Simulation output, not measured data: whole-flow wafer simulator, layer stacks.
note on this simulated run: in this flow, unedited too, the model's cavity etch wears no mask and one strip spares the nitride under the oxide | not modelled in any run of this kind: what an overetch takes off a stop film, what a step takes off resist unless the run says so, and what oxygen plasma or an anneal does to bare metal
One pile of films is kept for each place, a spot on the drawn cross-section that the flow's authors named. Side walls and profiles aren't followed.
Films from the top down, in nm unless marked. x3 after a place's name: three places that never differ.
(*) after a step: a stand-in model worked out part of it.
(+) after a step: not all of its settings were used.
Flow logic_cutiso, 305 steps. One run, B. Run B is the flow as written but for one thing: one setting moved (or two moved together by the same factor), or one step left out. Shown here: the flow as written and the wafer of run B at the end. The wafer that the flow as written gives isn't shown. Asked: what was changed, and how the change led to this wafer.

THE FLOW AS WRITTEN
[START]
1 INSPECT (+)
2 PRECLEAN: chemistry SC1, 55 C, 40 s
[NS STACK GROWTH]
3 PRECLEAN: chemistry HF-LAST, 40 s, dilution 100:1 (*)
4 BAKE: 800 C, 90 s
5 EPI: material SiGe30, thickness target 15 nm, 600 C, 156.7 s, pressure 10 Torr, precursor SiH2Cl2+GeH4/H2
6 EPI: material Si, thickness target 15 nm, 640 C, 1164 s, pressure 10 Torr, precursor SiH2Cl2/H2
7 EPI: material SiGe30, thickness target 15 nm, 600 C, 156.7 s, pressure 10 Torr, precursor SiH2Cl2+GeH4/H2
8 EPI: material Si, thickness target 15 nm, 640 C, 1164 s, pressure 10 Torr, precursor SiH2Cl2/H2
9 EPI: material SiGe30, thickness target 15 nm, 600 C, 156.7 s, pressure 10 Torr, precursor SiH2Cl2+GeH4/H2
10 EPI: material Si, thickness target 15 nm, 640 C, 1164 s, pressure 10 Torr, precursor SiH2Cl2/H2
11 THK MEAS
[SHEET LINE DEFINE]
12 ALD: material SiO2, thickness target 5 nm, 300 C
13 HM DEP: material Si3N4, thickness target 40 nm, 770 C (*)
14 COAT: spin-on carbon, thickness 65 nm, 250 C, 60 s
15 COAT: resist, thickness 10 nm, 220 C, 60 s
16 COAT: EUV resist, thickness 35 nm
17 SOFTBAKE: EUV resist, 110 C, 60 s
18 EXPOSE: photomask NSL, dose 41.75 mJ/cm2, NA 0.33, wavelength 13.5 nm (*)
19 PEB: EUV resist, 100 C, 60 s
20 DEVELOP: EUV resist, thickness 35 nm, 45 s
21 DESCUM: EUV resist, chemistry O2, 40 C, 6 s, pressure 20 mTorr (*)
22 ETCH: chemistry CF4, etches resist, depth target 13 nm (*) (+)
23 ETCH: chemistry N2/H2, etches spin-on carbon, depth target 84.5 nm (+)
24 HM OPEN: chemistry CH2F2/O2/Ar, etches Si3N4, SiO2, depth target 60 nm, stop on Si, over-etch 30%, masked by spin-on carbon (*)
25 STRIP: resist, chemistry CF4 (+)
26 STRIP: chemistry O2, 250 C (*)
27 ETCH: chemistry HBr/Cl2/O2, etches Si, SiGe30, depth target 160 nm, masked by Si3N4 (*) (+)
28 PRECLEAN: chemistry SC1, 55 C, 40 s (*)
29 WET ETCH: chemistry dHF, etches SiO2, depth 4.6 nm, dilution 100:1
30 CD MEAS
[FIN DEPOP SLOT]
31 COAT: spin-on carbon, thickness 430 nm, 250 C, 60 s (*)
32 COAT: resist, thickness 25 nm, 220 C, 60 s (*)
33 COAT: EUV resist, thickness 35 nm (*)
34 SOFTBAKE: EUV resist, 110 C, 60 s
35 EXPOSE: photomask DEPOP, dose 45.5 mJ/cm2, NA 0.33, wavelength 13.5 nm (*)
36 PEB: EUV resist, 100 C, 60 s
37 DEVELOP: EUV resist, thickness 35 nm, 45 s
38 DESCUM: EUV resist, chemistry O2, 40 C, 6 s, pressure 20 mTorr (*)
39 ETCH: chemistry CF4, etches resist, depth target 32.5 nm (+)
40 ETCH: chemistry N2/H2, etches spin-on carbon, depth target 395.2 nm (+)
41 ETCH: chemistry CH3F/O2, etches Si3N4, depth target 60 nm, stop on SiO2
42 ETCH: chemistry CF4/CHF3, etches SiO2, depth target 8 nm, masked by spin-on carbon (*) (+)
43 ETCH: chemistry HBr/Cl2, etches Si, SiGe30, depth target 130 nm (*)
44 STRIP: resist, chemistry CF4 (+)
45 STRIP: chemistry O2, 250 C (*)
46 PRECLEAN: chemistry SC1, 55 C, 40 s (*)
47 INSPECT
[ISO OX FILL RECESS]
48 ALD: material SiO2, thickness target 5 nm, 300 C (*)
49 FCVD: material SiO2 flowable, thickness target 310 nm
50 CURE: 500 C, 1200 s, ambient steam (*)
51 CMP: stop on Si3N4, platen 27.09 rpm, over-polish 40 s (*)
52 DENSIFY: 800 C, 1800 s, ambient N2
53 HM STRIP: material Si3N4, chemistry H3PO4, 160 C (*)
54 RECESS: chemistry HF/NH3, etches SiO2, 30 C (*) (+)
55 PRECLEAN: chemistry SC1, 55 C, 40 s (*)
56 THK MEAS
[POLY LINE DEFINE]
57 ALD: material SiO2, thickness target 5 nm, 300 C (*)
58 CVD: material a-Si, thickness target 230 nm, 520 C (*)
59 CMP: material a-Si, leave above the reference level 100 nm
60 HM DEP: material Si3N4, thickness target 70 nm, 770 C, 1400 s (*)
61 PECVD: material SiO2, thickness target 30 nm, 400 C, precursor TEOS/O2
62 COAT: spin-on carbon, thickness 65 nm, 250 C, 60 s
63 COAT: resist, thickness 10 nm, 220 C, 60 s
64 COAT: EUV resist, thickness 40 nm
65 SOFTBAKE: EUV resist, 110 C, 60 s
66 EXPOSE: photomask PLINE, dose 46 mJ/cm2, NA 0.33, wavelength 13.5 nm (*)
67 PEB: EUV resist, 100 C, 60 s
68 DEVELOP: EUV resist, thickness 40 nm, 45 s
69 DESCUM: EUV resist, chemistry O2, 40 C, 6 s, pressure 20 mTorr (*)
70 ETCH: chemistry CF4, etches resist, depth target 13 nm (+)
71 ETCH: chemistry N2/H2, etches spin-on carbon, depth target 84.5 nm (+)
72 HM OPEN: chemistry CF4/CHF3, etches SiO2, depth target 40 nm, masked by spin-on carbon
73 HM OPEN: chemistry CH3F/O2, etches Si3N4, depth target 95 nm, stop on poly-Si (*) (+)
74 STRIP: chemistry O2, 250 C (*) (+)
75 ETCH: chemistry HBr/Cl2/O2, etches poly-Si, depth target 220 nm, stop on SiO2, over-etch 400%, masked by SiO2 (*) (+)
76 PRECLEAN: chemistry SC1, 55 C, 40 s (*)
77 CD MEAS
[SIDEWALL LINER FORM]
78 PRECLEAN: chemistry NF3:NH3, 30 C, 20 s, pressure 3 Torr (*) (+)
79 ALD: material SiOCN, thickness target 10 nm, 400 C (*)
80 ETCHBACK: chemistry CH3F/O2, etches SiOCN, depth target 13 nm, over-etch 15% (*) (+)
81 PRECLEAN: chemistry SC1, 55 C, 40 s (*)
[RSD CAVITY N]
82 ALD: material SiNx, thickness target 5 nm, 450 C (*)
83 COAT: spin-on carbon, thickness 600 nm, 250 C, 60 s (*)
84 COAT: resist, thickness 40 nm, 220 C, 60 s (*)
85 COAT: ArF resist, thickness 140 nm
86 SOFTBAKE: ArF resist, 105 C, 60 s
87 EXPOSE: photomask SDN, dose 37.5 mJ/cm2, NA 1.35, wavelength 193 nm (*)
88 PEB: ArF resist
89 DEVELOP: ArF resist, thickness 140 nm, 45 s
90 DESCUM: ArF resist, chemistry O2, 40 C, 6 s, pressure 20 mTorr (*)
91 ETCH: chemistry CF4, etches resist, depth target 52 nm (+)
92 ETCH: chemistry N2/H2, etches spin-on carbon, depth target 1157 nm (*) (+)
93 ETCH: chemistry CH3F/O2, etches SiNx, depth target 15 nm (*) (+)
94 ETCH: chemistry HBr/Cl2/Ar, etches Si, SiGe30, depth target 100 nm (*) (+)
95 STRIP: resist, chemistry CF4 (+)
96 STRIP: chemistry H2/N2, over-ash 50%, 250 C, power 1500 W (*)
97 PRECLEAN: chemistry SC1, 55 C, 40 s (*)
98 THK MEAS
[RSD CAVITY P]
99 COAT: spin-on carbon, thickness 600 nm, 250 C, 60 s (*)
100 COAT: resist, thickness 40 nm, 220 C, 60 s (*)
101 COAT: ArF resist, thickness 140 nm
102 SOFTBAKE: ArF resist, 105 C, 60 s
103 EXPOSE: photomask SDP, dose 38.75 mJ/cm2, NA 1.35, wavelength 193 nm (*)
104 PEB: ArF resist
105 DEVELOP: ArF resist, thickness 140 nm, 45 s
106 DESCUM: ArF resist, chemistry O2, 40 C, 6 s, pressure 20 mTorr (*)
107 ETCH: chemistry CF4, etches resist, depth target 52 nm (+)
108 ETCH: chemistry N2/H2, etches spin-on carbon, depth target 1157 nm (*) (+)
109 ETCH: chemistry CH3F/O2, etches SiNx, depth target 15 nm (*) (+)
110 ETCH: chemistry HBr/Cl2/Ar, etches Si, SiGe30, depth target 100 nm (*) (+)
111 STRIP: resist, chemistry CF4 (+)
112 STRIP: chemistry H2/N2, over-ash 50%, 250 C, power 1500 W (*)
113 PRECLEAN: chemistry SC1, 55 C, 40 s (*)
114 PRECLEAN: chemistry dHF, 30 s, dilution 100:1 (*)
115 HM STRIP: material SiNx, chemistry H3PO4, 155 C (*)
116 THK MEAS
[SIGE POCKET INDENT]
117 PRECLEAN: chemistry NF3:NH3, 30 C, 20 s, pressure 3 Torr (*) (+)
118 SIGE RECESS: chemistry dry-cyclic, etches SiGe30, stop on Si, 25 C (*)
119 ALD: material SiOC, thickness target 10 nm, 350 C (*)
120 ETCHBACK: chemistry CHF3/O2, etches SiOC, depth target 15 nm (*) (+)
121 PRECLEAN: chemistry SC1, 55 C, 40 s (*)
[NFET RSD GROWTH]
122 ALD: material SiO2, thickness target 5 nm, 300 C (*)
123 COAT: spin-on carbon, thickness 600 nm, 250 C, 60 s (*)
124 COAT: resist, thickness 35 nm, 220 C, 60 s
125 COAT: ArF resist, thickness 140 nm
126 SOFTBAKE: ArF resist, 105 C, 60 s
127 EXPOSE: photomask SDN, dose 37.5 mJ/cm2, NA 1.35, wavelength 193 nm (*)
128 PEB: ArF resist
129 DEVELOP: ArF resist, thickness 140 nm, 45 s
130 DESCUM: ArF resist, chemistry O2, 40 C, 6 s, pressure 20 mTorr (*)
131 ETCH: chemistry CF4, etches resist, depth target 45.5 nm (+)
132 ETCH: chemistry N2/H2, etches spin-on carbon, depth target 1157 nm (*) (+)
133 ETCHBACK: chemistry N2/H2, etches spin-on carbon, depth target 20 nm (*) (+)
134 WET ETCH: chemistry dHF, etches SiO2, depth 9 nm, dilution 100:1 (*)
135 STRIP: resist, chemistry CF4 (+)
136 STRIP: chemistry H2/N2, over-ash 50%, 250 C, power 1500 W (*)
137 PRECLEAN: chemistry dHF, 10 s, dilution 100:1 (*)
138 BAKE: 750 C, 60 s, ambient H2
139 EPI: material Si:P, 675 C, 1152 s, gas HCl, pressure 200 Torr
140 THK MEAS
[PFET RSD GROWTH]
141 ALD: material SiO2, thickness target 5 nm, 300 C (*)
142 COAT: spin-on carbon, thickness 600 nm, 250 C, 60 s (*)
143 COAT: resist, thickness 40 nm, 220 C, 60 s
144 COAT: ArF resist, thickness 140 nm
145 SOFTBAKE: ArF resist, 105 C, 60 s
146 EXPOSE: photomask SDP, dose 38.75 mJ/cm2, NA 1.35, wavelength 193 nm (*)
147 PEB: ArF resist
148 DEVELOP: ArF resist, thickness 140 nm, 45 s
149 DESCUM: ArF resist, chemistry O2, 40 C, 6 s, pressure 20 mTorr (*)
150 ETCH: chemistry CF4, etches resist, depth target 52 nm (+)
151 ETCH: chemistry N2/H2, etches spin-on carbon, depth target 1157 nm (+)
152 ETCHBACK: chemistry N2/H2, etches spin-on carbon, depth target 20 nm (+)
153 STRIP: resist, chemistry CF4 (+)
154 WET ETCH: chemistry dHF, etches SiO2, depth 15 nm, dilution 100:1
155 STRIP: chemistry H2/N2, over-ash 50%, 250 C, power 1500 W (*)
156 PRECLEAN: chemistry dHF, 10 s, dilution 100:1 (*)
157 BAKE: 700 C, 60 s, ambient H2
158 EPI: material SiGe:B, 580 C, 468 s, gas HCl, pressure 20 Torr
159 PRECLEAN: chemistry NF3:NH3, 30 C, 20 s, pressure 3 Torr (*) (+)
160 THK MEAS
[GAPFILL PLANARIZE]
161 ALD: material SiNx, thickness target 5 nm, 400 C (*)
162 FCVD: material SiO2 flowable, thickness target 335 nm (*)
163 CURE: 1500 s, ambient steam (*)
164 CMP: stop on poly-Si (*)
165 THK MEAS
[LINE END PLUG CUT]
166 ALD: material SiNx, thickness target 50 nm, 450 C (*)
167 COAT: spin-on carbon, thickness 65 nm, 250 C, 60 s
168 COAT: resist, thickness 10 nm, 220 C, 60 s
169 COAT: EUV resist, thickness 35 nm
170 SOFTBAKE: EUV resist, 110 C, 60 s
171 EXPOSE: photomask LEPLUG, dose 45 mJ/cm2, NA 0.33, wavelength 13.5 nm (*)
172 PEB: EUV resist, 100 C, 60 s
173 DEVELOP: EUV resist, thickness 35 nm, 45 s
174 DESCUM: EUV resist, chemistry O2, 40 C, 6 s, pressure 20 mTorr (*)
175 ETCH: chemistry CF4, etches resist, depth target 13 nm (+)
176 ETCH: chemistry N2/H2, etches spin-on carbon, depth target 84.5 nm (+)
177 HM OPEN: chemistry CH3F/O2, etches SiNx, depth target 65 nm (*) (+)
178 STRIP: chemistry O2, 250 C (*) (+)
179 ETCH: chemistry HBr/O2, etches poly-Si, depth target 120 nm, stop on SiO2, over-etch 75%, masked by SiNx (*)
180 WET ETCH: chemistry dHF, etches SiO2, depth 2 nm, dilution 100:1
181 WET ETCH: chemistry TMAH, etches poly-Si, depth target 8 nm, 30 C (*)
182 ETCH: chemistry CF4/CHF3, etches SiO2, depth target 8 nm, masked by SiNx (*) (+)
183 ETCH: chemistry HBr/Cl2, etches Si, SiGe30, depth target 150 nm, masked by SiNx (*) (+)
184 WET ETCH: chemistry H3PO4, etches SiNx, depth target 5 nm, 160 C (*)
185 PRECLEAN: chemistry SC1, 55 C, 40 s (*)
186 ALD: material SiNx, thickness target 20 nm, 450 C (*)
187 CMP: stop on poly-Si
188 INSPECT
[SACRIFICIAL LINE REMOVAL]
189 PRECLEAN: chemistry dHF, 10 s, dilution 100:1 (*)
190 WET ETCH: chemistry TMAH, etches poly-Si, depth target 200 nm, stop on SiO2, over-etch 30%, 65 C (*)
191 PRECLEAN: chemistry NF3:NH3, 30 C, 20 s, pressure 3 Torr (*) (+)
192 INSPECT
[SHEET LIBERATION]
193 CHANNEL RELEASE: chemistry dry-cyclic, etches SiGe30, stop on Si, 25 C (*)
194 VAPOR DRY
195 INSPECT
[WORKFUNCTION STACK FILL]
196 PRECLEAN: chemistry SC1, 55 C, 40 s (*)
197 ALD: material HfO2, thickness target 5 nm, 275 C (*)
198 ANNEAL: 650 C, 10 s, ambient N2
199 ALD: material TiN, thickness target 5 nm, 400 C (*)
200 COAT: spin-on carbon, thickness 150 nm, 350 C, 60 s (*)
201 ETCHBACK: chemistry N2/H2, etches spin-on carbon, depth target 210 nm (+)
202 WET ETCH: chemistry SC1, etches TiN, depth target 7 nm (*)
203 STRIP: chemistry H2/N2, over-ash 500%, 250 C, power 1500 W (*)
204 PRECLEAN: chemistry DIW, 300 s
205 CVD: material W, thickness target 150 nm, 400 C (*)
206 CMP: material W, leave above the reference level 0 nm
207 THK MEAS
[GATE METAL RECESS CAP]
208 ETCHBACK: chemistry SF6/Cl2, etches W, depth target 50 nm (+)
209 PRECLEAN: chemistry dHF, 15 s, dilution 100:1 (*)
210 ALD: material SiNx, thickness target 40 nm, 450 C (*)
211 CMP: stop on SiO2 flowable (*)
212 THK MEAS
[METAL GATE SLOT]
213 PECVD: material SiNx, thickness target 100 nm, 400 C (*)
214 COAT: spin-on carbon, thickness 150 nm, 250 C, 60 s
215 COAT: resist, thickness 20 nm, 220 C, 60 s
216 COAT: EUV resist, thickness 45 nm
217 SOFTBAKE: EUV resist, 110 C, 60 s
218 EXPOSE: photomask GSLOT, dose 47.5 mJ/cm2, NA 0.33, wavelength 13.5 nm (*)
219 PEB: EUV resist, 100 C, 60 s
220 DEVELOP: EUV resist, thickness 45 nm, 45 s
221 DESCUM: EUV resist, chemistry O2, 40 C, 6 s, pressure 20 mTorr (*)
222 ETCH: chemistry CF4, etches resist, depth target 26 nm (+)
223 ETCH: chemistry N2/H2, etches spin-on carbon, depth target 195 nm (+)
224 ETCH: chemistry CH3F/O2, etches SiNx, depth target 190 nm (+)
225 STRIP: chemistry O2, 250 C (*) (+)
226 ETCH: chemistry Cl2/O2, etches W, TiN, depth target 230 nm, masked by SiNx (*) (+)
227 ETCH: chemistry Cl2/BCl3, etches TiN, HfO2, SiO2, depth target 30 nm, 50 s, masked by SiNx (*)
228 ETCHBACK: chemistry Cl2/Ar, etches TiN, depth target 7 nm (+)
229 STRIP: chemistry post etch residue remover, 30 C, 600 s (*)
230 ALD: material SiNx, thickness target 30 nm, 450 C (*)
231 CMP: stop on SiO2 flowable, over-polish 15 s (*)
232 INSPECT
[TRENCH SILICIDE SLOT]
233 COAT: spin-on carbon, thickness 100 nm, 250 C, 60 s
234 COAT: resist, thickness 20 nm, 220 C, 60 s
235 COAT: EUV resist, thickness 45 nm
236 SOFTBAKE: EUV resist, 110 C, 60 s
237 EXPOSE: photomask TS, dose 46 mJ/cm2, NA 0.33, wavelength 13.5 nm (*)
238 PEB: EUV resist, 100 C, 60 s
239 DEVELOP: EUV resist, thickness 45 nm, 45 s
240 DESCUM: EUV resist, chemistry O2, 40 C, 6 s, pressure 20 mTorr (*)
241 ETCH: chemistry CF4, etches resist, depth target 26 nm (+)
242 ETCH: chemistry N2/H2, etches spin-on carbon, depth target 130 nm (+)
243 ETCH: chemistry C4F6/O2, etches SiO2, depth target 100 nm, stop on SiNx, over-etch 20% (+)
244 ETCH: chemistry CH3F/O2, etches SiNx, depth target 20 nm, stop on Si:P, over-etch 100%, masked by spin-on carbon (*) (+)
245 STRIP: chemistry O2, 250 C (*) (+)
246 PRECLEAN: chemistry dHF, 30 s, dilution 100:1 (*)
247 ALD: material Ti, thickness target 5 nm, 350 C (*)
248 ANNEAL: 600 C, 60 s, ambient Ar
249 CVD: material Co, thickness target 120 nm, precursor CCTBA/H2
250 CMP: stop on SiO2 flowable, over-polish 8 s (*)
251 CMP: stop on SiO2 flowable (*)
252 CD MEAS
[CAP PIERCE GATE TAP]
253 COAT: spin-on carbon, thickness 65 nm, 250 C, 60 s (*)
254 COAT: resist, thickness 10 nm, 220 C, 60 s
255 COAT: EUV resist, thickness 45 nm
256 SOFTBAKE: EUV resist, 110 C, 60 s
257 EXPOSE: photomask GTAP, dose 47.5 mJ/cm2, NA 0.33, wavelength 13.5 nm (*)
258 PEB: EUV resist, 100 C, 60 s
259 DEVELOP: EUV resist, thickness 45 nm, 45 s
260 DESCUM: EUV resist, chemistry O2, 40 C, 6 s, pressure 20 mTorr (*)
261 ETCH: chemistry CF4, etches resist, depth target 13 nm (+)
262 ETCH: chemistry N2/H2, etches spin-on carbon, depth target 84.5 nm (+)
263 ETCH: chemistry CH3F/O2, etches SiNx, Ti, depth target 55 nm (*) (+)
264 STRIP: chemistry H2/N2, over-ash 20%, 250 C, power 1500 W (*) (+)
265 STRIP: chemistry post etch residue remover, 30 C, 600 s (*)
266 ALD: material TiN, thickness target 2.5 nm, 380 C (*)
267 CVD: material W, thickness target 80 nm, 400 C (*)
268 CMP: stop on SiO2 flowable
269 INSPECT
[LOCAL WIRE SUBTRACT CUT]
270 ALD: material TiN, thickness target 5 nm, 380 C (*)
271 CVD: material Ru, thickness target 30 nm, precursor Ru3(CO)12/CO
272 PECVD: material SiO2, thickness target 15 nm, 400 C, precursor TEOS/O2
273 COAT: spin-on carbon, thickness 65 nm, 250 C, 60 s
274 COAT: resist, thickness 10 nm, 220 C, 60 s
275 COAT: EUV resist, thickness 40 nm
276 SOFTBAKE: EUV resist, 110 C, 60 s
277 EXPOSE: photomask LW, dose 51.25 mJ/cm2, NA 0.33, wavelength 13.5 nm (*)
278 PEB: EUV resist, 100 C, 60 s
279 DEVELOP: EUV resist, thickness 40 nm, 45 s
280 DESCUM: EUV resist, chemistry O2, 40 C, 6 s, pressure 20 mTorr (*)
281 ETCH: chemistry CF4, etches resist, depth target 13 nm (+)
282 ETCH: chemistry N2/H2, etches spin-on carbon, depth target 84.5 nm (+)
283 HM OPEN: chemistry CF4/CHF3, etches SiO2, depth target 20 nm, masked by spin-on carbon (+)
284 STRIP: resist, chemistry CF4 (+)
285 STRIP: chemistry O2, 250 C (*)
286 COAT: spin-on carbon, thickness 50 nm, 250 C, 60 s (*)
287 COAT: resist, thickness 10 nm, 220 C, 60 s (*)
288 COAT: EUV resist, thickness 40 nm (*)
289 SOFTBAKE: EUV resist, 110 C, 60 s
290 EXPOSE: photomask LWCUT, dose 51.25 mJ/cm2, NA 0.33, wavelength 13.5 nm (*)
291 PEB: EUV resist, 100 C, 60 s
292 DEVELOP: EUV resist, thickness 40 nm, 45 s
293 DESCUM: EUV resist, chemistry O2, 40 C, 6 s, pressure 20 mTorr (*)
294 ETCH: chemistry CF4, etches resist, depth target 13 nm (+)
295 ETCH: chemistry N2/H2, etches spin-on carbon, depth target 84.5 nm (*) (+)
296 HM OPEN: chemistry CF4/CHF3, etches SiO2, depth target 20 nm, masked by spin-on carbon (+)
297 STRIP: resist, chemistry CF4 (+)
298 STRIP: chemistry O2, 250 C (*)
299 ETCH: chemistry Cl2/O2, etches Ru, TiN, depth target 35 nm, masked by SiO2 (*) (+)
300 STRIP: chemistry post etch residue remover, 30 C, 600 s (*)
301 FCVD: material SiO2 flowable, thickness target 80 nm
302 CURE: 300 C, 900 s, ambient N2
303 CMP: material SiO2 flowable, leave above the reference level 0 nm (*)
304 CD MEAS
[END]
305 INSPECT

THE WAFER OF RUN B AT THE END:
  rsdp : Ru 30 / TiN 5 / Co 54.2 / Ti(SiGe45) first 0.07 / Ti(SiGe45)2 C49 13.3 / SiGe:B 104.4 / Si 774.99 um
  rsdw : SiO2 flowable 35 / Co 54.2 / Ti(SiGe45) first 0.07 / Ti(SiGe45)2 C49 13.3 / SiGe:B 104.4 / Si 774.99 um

The cause: step 248, ANNEAL: 660 C was run, where the flow has 600 C.

How the change led to this, step by step:
  248 ANNEAL: 600 C, 60 s, ambient Ar
      rsdp, rsdw: Ti(SiGe45) first +0.07 (new film), Ti(SiGe45)2 C49 +13.3 (new film), Ti -5 (all of it), SiGe:B -11.9 (as written it would be: Ti(SiGe45) first +8.95 (new film), Ti -5 (all of it), SiGe:B -5.98)
